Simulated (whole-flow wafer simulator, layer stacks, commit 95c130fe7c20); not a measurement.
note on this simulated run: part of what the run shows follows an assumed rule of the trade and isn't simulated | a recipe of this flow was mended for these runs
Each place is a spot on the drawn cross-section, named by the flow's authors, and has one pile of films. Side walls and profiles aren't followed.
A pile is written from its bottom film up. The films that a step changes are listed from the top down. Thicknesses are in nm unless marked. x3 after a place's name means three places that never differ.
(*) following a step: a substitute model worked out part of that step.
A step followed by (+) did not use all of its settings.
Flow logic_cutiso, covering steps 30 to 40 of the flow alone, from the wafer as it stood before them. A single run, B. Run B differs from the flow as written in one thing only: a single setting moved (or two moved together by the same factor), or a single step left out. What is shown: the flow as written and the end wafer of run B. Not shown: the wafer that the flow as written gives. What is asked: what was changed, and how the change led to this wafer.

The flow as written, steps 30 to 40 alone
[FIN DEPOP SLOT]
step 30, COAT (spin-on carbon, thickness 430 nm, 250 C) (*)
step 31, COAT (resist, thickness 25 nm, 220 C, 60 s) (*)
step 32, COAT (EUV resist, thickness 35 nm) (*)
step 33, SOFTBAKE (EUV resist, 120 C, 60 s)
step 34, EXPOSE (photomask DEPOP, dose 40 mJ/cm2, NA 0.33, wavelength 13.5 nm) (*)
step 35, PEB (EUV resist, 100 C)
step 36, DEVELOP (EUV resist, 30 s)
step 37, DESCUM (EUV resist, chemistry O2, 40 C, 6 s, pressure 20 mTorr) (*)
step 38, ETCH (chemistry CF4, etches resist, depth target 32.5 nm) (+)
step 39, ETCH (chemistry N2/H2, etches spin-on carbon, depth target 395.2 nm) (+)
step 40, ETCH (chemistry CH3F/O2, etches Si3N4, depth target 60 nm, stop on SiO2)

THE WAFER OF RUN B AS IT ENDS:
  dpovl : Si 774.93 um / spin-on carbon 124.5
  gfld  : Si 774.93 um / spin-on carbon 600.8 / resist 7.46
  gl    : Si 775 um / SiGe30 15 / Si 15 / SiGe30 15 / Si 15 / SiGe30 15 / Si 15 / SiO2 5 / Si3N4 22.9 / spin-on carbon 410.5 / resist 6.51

Cause: step 30, COAT: thickness 461 nm was run, while the flow as written has thickness 430 nm.

Step by step, how the change led to this:
  step 30, COAT (spin-on carbon, thickness 430 nm, 250 C) (*)
      dpovl, isow, nsgap: spin-on carbon gains 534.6 (new film) (as written it would have been: spin-on carbon gains 503.6 (new film))
      depop, ns: spin-on carbon gains 343.3 (new film) (as written it would have been: spin-on carbon gains 312.3 (new film))
      (and at 17 other places as well)
  step 39, ETCH (chemistry N2/H2, etches spin-on carbon, depth target 395.2 nm) (+)
      depop: spin-on carbon loses 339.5 (all of it), Si3N4 loses 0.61 (as written it would have been: spin-on carbon loses 308.6 (all of it), Si3N4 loses 0.94)
